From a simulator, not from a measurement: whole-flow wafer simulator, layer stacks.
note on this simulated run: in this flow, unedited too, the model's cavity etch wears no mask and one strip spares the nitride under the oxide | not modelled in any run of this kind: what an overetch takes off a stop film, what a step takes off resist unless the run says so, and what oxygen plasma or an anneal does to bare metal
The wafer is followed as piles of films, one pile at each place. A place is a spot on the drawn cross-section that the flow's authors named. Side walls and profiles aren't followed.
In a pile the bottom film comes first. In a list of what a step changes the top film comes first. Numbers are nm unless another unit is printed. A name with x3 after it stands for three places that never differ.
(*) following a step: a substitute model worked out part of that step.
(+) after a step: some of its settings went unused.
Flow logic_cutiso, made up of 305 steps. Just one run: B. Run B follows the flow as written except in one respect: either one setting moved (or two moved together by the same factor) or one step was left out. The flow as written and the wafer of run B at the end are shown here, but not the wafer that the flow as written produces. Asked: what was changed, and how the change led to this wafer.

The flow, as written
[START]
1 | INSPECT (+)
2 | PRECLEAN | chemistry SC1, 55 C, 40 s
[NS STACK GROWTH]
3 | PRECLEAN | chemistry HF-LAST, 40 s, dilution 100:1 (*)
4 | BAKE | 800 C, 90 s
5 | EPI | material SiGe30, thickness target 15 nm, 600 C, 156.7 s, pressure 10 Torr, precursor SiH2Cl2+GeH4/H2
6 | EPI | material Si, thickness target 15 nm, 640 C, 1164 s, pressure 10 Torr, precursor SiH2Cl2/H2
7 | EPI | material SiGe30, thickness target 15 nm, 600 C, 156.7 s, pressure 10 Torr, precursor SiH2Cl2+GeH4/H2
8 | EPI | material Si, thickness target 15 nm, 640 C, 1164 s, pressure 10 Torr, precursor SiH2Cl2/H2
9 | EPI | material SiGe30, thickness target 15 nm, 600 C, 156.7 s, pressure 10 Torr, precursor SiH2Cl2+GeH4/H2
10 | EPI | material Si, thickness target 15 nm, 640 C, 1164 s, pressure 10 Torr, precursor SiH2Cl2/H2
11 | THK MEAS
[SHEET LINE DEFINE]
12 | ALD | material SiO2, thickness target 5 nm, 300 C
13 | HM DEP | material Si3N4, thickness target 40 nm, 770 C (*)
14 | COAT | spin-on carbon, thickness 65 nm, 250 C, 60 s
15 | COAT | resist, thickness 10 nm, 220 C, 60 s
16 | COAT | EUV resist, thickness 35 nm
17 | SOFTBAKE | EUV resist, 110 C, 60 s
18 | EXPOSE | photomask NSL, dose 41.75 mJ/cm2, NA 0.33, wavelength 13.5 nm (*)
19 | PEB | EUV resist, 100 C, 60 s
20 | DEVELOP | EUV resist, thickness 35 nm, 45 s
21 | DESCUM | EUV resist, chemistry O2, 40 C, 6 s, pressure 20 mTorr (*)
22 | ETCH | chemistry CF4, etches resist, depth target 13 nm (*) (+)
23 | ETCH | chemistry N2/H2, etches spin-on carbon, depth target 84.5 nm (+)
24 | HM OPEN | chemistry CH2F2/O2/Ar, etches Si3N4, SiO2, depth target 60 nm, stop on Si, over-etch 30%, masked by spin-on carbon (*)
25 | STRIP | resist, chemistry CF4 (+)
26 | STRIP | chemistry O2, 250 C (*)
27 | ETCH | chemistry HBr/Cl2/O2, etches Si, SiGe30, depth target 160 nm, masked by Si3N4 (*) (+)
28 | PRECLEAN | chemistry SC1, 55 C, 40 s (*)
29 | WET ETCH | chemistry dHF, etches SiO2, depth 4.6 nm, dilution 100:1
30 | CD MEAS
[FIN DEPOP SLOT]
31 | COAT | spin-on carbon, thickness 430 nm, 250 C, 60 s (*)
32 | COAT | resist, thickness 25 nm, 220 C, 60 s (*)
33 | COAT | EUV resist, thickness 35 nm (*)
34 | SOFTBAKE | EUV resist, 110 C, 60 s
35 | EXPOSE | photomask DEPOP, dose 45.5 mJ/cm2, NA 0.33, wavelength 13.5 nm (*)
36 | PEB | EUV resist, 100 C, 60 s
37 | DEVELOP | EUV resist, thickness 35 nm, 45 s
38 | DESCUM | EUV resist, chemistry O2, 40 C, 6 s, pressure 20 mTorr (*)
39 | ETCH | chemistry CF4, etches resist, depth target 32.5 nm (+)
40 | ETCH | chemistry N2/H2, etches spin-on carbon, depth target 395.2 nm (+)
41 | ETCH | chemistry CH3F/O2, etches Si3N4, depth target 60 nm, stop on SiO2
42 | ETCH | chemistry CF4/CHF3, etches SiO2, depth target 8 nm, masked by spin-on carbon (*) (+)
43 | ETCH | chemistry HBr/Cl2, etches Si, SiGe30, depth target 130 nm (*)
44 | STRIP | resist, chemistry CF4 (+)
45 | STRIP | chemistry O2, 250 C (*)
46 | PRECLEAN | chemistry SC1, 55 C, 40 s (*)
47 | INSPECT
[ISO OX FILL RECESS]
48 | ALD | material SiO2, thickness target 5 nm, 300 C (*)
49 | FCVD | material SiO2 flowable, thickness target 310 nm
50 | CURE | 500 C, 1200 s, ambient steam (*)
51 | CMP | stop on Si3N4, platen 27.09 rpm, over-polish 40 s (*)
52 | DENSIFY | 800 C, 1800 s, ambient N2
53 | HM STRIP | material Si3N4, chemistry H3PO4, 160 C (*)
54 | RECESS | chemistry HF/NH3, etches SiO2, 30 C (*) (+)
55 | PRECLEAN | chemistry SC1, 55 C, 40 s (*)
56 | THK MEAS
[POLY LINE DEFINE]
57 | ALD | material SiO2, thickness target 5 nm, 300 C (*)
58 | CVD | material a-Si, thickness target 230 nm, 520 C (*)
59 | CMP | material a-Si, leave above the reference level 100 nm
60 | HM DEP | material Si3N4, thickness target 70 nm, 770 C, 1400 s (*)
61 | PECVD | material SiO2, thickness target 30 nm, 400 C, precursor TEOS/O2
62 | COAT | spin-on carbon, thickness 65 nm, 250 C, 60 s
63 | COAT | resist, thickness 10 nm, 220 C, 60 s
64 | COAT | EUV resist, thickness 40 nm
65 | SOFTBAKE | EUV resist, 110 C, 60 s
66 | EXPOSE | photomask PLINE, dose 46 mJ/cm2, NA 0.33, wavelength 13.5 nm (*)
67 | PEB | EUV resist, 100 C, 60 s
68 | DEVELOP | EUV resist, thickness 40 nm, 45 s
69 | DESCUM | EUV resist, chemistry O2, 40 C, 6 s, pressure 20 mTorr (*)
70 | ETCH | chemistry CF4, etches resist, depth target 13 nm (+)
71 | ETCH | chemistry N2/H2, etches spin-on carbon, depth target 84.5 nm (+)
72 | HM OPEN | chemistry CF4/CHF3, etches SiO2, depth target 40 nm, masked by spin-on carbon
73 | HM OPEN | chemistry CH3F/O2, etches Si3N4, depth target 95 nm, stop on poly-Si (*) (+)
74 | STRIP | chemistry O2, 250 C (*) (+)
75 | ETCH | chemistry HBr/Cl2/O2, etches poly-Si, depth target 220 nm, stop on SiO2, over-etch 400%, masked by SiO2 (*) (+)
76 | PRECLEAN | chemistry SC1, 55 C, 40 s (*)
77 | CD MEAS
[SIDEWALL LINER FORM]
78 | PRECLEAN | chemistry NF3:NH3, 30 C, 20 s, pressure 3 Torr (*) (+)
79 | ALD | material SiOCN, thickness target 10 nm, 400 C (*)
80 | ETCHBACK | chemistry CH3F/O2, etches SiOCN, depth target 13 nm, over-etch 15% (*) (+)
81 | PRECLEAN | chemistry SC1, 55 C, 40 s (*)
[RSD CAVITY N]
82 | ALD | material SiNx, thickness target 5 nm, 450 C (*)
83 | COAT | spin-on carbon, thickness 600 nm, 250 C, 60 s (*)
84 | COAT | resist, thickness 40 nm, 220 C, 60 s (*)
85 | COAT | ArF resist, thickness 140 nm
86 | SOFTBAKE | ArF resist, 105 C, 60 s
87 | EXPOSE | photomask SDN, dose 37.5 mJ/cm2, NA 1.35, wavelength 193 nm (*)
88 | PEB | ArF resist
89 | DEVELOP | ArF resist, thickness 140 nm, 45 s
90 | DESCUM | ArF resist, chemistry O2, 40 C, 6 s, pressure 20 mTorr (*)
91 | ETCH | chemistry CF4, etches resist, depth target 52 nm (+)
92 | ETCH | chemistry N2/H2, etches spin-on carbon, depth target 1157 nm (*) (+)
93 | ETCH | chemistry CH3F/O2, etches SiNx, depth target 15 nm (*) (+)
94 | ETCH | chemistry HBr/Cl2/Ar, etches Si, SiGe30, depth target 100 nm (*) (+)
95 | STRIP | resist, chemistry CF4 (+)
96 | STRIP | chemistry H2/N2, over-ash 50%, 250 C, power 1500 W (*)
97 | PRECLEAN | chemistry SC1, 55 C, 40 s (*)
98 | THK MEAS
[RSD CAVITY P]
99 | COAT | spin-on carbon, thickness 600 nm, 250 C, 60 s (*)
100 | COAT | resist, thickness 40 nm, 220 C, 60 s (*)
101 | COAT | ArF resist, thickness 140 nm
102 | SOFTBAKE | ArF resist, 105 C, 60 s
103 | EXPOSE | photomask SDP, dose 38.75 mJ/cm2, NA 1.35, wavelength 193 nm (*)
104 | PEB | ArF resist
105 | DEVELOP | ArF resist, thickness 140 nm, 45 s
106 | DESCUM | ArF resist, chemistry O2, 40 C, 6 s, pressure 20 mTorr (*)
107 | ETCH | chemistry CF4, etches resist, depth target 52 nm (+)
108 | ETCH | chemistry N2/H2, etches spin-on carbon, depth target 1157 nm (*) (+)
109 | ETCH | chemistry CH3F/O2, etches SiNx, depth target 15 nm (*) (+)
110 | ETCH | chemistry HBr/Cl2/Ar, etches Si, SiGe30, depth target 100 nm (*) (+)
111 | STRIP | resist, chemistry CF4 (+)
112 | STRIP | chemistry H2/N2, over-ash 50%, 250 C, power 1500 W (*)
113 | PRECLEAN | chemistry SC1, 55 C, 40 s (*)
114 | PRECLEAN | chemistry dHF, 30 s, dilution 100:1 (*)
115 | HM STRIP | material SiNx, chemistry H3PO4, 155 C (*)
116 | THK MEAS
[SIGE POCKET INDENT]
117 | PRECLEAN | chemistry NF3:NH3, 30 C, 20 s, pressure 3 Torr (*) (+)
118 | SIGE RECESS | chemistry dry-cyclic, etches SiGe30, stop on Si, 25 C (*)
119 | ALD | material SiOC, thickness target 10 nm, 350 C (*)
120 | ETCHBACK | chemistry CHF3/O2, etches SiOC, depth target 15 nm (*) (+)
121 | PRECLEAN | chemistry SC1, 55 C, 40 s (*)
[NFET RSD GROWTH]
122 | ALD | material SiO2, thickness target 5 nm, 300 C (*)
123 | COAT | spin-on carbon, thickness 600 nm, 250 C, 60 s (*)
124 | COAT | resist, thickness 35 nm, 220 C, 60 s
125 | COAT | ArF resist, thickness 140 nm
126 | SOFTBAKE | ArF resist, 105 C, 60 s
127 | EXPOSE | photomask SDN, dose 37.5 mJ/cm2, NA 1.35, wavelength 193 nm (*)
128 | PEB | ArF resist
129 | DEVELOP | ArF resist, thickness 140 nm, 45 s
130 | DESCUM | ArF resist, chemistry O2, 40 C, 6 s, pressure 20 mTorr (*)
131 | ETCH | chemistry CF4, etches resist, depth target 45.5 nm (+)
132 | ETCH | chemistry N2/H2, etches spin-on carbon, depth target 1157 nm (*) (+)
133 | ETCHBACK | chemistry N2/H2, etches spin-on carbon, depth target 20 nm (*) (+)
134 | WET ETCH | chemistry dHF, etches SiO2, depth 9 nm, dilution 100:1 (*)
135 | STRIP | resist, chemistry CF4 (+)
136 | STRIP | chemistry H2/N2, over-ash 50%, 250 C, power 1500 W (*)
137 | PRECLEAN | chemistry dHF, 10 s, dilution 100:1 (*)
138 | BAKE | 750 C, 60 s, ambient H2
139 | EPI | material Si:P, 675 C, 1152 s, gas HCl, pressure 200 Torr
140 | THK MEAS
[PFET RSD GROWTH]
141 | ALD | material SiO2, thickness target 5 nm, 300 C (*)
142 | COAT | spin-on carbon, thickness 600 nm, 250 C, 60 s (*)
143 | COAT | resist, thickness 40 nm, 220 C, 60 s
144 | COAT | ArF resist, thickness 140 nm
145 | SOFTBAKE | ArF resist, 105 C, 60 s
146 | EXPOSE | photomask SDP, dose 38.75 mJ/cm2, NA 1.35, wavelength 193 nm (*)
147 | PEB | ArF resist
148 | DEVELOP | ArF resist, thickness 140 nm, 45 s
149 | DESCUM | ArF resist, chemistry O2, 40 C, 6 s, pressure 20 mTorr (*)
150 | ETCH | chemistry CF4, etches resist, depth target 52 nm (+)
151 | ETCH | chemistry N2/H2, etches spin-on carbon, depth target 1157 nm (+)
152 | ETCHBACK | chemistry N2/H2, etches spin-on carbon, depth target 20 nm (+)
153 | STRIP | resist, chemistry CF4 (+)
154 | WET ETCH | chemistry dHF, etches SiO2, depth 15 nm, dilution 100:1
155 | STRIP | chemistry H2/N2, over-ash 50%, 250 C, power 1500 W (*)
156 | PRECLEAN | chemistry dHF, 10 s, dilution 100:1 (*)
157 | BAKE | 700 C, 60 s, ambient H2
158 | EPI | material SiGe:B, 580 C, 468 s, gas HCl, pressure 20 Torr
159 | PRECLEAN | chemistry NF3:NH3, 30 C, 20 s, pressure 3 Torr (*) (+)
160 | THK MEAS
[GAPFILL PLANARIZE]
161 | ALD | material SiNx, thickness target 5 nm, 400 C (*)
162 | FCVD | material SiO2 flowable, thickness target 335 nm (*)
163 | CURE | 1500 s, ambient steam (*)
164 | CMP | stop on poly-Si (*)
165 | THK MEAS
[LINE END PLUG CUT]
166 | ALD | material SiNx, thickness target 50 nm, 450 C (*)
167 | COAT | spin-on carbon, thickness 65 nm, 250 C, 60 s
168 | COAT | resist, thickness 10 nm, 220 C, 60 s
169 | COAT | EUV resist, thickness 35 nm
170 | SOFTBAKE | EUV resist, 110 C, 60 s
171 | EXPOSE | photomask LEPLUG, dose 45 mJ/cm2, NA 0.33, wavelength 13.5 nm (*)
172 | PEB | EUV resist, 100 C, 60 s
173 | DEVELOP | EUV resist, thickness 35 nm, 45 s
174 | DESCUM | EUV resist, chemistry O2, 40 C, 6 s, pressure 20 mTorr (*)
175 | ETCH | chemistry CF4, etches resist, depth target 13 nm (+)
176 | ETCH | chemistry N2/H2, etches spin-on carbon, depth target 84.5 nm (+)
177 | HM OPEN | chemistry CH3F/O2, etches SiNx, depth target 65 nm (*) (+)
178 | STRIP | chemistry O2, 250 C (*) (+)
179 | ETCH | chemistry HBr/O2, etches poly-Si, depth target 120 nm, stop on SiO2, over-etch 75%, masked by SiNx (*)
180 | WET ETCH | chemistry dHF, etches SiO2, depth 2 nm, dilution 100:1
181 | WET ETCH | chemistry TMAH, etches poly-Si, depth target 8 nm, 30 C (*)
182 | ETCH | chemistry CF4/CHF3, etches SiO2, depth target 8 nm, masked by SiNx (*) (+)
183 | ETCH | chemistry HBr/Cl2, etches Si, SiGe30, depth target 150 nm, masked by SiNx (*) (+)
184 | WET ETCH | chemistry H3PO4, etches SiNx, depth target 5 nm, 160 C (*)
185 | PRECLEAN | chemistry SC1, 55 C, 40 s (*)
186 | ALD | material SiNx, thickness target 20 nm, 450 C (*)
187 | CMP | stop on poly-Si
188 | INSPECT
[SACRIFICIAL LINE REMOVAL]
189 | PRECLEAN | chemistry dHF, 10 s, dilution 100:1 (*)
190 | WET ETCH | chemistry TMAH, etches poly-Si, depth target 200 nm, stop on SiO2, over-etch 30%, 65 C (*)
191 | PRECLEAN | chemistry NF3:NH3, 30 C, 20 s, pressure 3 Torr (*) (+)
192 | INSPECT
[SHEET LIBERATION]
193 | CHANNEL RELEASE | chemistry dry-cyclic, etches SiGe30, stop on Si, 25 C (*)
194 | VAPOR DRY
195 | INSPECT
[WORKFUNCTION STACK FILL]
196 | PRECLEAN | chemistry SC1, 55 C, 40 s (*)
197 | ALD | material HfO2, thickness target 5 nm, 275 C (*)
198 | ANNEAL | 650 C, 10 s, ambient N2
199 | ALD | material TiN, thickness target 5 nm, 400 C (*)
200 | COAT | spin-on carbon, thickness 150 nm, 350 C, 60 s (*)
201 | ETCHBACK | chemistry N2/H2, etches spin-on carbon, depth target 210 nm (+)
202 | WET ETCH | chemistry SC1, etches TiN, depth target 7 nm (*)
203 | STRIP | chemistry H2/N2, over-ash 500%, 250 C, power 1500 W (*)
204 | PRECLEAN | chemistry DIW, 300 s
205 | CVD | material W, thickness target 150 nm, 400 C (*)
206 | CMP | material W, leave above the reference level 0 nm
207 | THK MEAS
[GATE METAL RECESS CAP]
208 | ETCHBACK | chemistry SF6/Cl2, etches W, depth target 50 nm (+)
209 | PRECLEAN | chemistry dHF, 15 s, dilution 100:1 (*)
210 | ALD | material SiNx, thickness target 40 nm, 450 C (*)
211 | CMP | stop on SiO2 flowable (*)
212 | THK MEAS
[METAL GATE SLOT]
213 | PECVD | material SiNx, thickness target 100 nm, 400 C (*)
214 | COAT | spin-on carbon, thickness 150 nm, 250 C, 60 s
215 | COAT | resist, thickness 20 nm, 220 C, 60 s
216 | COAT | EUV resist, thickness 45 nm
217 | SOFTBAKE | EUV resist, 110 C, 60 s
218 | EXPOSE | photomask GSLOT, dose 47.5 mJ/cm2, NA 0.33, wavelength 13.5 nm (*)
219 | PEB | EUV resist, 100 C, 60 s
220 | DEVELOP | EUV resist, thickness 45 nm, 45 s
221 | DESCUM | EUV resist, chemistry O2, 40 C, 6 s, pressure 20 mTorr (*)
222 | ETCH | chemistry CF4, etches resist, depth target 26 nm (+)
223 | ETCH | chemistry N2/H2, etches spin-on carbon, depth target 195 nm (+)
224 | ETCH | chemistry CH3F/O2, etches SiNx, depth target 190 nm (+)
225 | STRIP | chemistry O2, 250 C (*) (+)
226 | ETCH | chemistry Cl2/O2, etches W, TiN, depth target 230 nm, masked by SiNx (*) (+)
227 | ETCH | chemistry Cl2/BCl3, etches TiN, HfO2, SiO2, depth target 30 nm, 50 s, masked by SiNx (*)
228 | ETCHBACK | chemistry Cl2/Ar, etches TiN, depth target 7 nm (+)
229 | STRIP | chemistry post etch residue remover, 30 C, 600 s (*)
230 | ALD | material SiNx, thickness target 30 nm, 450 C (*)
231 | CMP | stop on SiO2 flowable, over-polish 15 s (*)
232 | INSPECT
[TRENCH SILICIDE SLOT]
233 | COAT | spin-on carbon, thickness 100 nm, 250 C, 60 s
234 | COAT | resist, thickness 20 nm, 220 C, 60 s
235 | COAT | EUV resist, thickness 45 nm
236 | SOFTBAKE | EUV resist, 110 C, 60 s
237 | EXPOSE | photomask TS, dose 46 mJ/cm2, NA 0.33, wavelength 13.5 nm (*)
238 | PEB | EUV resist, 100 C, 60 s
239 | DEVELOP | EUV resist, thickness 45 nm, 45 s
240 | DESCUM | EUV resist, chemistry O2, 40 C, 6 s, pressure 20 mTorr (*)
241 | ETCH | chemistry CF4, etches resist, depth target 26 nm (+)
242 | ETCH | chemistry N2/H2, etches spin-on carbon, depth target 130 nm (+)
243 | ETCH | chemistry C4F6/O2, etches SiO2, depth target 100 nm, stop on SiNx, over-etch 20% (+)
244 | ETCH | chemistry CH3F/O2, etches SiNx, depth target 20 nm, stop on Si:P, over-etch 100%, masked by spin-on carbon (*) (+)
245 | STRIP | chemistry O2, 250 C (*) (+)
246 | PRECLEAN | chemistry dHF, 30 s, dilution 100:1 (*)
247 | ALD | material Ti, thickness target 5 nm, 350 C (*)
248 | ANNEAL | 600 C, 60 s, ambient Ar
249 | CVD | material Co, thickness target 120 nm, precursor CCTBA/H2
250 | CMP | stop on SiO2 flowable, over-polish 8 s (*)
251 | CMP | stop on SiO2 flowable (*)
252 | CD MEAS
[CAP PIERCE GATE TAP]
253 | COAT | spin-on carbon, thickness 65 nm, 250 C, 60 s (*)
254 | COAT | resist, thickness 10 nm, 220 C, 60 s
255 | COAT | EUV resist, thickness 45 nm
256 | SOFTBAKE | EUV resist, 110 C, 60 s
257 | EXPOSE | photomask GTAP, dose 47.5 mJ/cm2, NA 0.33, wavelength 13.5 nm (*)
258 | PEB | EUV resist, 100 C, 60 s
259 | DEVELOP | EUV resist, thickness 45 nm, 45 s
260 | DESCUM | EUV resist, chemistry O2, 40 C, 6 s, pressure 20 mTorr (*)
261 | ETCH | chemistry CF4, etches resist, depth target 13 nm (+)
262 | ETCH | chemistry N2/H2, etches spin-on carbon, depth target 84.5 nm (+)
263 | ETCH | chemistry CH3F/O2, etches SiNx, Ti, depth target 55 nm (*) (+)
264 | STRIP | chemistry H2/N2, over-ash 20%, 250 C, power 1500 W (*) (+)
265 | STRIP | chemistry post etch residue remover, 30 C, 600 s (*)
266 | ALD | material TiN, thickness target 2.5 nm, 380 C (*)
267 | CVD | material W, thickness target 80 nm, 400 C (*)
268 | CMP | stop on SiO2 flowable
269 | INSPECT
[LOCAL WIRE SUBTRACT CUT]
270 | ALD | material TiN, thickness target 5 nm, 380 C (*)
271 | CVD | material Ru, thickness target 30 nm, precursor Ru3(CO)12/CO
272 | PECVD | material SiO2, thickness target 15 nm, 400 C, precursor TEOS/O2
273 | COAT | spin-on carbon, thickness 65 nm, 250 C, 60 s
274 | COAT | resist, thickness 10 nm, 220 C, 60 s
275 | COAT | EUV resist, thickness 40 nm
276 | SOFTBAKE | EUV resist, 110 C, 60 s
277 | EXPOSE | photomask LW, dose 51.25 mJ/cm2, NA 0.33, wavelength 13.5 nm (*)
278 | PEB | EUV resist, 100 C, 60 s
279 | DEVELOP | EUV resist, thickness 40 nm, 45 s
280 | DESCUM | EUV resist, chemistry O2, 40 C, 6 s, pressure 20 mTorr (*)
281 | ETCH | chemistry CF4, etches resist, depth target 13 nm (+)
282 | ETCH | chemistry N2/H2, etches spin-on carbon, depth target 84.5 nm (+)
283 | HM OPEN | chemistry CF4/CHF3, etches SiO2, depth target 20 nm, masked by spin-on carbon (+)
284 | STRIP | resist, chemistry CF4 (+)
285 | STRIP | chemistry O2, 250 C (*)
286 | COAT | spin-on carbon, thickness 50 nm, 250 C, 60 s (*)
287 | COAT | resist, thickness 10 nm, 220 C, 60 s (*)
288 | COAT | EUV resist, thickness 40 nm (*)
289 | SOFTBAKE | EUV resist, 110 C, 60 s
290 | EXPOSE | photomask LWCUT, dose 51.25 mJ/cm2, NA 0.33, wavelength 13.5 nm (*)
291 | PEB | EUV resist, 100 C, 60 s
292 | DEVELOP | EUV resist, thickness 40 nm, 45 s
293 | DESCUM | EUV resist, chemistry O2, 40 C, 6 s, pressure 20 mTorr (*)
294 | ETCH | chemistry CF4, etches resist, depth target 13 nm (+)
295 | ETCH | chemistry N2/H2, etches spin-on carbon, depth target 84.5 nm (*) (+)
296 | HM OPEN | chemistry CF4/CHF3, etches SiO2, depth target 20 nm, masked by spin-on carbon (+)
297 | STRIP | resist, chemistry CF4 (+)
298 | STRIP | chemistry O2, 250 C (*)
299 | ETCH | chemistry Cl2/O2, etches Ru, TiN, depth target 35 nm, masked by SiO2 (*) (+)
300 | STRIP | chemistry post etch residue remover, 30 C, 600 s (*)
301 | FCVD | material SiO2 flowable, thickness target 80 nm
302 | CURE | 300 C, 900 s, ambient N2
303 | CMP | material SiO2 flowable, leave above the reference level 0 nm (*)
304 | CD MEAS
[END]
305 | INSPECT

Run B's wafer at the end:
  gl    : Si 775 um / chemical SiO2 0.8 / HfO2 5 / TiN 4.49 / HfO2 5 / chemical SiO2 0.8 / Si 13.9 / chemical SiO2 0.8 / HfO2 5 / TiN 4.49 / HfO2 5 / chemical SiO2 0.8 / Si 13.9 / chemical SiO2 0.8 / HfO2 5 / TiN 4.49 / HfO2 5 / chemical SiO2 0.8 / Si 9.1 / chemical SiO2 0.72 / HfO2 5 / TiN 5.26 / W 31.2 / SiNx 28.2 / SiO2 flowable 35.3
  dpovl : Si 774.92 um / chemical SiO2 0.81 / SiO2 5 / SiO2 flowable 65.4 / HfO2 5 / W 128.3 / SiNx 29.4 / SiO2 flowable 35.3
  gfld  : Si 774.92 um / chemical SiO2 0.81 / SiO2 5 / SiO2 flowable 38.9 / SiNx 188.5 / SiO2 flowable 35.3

Cause: step 10, EPI: thickness target 11.2 nm was run, whereas the flow has thickness target 15 nm; step 10, EPI: 873.3 s was run, where the flow has 1164 s.

The path from the change to this, step by step:
  10 | EPI | material Si, thickness target 15 nm, 640 C, 1164 s, pressure 10 Torr, precursor SiH2Cl2/H2
      depop, dpovl, gfld and 19 more: Si gains 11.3 (new film) (in the flow as written it would be: Si gains 15 (new film))
  27 | ETCH | chemistry HBr/Cl2/O2, etches Si, SiGe30, depth target 160 nm, masked by Si3N4 (*) (+)
      gfld, gxf, iso, lnri: chemical SiO2 loses 0.79 (all of it), Si loses 7.6 (all of it), SiGe30 loses 15 (all of it), Si loses 15 (all of it), SiGe30 loses 15 (all of it), Si loses 15 (all of it), SiGe30 loses 15 (all of it), Si loses 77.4 (in the flow as written it would be: chemical SiO2 loses 0.79 (all of it), Si loses 11.4 (all of it), SiGe30 loses 15 (all of it), Si loses 15 (all of it), SiGe30 loses 15 (all of it), Si loses 15 (all of it), SiGe30 loses 15 (all of it), Si loses 73.6)
      dpovl, nsgap: chemical SiO2 loses 0.79 (all of it), Si loses 8 (all of it), SiGe30 loses 15 (all of it), Si loses 15 (all of it), SiGe30 loses 15 (all of it), Si loses 15 (all of it), SiGe30 loses 15 (all of it), Si loses 77 (in the flow as written it would be: chemical SiO2 loses 0.79 (all of it), Si loses 11.8 (all of it), SiGe30 loses 15 (all of it), Si loses 15 (all of it), SiGe30 loses 15 (all of it), Si loses 15 (all of it), SiGe30 loses 15 (all of it), Si loses 73.2)
      (as well as at 1 more place)
  43 | ETCH | chemistry HBr/Cl2, etches Si, SiGe30, depth target 130 nm (*)
      depop: Si loses 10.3 (all of it), SiGe30 loses 15 (all of it), Si loses 15 (all of it), SiGe30 loses 15 (all of it), Si loses 15 (all of it), SiGe30 loses 15 (all of it), Si loses 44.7 (in the flow as written it would be: Si loses 14 (all of it), SiGe30 loses 15 (all of it), Si loses 15 (all of it), SiGe30 loses 15 (all of it), Si loses 15 (all of it), SiGe30 loses 15 (all of it), Si loses 41)
  94 | ETCH | chemistry HBr/Cl2/Ar, etches Si, SiGe30, depth target 100 nm (*) (+)
      rsdn, rsdx: chemical SiO2 loses 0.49 (all of it), Si loses 9.07 (all of it), SiGe30 loses 15 (all of it), Si loses 15 (all of it), SiGe30 loses 15 (all of it), Si loses 15 (all of it), SiGe30 loses 15 (all of it), Si loses 15.9 (in the flow as written it would be: chemical SiO2 loses 0.49 (all of it), Si loses 12.8 (all of it), SiGe30 loses 15 (all of it), Si loses 15 (all of it), SiGe30 loses 15 (all of it), Si loses 15 (all of it), SiGe30 loses 15 (all of it), Si loses 12.2)
  110 | ETCH | chemistry HBr/Cl2/Ar, etches Si, SiGe30, depth target 100 nm (*) (+)
      rsdp, rsdw: chemical SiO2 loses 0.49 (all of it), Si loses 9.07 (all of it), SiGe30 loses 15 (all of it), Si loses 15 (all of it), SiGe30 loses 15 (all of it), Si loses 15 (all of it), SiGe30 loses 15 (all of it), Si loses 15.9 (in the flow as written it would be: chemical SiO2 loses 0.49 (all of it), Si loses 12.8 (all of it), SiGe30 loses 15 (all of it), Si loses 15 (all of it), SiGe30 loses 15 (all of it), Si loses 15 (all of it), SiGe30 loses 15 (all of it), Si loses 12.2)
  183 | ETCH | chemistry HBr/Cl2, etches Si, SiGe30, depth target 150 nm, masked by SiNx (*) (+)
      plug: Si loses 9.8 (all of it), SiGe30 loses 15 (all of it), Si loses 15 (all of it), SiGe30 loses 15 (all of it), Si loses 15 (all of it), SiGe30 loses 15 (all of it), Si loses 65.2 (in the flow as written it would be: Si loses 13.6 (all of it), SiGe30 loses 15 (all of it), Si loses 15 (all of it), SiGe30 loses 15 (all of it), Si loses 15 (all of it), SiGe30 loses 15 (all of it), Si loses 61.4)
